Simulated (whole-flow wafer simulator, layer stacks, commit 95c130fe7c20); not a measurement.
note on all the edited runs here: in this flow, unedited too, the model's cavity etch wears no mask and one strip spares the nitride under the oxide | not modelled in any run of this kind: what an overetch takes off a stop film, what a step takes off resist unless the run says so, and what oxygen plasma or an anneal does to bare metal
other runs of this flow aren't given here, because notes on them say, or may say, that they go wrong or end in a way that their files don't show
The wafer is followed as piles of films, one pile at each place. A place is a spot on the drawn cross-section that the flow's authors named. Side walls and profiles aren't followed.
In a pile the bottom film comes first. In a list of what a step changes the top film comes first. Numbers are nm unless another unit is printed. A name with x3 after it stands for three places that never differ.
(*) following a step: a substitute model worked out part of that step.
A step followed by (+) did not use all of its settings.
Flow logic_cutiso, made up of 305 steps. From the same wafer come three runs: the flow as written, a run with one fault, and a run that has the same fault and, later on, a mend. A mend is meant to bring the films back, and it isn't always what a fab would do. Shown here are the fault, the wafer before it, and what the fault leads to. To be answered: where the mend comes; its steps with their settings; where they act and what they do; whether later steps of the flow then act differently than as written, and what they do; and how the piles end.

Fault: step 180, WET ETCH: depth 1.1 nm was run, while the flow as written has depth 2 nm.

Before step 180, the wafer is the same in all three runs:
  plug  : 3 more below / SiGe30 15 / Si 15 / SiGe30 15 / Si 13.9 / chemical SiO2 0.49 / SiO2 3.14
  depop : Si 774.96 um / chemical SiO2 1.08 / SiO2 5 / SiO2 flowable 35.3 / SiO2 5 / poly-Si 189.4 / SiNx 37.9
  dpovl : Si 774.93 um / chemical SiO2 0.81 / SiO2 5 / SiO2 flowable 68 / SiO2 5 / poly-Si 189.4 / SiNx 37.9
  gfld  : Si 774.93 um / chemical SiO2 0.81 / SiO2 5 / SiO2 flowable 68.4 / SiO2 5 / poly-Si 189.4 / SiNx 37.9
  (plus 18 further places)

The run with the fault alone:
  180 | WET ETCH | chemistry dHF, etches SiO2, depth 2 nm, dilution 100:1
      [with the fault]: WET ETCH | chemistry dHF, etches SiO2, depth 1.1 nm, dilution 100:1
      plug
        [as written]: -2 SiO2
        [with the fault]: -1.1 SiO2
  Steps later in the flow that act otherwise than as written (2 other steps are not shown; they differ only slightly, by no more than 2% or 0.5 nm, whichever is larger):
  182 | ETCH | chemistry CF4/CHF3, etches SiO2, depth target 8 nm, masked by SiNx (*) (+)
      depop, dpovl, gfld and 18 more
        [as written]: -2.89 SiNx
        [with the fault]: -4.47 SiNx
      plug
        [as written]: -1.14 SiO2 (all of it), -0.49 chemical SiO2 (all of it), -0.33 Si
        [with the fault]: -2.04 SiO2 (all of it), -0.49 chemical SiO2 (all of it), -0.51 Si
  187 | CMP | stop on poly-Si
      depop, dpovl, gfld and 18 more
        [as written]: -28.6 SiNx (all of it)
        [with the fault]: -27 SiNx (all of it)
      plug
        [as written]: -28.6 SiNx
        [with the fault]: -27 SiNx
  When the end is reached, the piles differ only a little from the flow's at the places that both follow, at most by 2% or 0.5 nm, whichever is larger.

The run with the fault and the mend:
  The mend stands after step 180.
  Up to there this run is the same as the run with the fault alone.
  180a | WET ETCH | chemistry dHF, etches SiO2, depth 0.9 nm, dilution 100:1 (the flow's step 180, run once more with other settings)
      plug
        -0.9 SiO2
  Every later step of the flow that is run acts as written at every place that is followed.
  The piles end the same as the flow's at every place that both follow.
